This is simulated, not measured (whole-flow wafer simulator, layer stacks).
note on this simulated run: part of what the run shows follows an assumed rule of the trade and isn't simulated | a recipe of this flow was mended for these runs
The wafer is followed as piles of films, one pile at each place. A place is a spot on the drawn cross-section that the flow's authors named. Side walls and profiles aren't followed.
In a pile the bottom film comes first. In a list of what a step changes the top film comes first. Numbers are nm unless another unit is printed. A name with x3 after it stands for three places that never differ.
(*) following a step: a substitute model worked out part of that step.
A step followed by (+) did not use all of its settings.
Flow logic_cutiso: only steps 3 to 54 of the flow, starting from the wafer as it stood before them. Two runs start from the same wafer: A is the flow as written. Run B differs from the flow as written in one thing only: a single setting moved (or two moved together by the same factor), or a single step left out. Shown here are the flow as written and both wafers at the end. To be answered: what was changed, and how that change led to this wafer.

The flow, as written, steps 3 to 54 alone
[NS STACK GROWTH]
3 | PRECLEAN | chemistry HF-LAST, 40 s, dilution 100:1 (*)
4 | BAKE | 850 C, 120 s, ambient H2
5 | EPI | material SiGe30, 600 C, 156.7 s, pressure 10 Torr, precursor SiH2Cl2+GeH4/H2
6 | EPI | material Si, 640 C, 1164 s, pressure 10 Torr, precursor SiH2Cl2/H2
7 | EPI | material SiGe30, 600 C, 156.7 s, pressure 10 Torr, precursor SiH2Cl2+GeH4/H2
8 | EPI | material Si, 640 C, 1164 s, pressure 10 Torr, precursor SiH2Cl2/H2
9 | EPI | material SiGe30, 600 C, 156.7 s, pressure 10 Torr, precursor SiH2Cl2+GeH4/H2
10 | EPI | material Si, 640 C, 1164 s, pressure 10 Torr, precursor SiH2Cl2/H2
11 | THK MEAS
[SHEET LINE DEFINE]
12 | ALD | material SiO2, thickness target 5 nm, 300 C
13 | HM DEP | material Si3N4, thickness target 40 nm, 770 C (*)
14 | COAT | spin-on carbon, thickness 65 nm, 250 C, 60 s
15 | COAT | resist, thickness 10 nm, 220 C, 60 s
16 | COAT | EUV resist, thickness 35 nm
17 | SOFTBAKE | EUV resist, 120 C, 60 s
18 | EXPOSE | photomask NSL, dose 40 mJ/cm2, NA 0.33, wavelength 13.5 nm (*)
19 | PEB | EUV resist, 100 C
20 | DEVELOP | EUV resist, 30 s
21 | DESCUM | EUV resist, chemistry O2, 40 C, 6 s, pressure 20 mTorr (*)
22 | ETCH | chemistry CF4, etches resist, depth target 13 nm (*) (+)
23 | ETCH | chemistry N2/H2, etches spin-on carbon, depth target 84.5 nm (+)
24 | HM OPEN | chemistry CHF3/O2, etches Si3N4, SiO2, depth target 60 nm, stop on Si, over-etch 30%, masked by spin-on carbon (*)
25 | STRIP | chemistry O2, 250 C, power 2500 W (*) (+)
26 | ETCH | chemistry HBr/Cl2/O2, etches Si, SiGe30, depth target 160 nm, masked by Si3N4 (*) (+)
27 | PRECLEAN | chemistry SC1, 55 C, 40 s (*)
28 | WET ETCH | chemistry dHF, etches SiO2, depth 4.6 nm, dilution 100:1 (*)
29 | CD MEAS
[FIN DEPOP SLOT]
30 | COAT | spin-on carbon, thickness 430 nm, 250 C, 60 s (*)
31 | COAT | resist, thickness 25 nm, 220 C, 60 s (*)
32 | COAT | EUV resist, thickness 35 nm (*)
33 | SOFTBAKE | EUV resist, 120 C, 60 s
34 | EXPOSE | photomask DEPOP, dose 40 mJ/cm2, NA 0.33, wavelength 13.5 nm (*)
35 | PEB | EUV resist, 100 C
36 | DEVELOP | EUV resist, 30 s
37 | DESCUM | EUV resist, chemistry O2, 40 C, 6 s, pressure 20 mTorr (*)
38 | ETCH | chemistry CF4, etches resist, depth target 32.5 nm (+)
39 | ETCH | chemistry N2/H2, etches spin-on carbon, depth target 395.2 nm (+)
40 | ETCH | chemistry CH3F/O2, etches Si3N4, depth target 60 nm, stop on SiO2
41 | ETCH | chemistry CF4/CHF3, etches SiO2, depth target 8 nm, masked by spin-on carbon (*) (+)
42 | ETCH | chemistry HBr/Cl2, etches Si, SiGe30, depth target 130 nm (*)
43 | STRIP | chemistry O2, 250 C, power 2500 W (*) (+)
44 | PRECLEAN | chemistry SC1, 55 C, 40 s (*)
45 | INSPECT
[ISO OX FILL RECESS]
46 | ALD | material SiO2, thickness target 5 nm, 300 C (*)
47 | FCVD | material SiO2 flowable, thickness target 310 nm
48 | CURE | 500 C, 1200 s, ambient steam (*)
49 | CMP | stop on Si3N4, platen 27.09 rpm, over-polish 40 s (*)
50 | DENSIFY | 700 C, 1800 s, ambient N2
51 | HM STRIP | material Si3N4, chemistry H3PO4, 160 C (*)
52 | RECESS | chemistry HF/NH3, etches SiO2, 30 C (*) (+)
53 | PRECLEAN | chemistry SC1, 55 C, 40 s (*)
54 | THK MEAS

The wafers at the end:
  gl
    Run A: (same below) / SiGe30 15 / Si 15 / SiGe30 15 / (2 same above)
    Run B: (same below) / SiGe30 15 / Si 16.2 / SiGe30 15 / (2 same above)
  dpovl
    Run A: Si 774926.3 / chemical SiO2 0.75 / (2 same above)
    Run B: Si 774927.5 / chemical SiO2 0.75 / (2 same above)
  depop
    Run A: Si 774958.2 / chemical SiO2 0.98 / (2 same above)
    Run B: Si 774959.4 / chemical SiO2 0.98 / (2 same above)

Cause: step 8, EPI: 1258 s was run, though the flow has 1164 s.

Step by step, how the change led to this:
  8 | EPI | material Si, 640 C, 1164 s, pressure 10 Torr, precursor SiH2Cl2/H2
      depop, dpovl, gfld and 19 more: A Si gains 15 (new film) | B Si gains 16.2 (new film)
  26 | ETCH | chemistry HBr/Cl2/O2, etches Si, SiGe30, depth target 160 nm, masked by Si3N4 (*) (+)
      dpovl, gfld, gxf, iso, isow, lnri, nsgap: A chemical SiO2 loses 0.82 (all of it), Si loses 12 (all of it), SiGe30 loses 15 (all of it), Si loses 15 (all of it), SiGe30 loses 15 (all of it), Si loses 15 (all of it), SiGe30 loses 15 (all of it), Si loses 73 | B chemical SiO2 loses 0.82 (all of it), Si loses 12 (all of it), SiGe30 loses 15 (all of it), Si loses 16.2 (all of it), SiGe30 loses 15 (all of it), Si loses 15 (all of it), SiGe30 loses 15 (all of it), Si loses 71.8
  42 | ETCH | chemistry HBr/Cl2, etches Si, SiGe30, depth target 130 nm (*)
      depop: A Si loses 13.8 (all of it), SiGe30 loses 15 (all of it), Si loses 15 (all of it), SiGe30 loses 15 (all of it), Si loses 15 (all of it), SiGe30 loses 15 (all of it), Si loses 41.2 | B Si loses 13.8 (all of it), SiGe30 loses 15 (all of it), Si loses 16.2 (all of it), SiGe30 loses 15 (all of it), Si loses 15 (all of it), SiGe30 loses 15 (all of it), Si loses 40
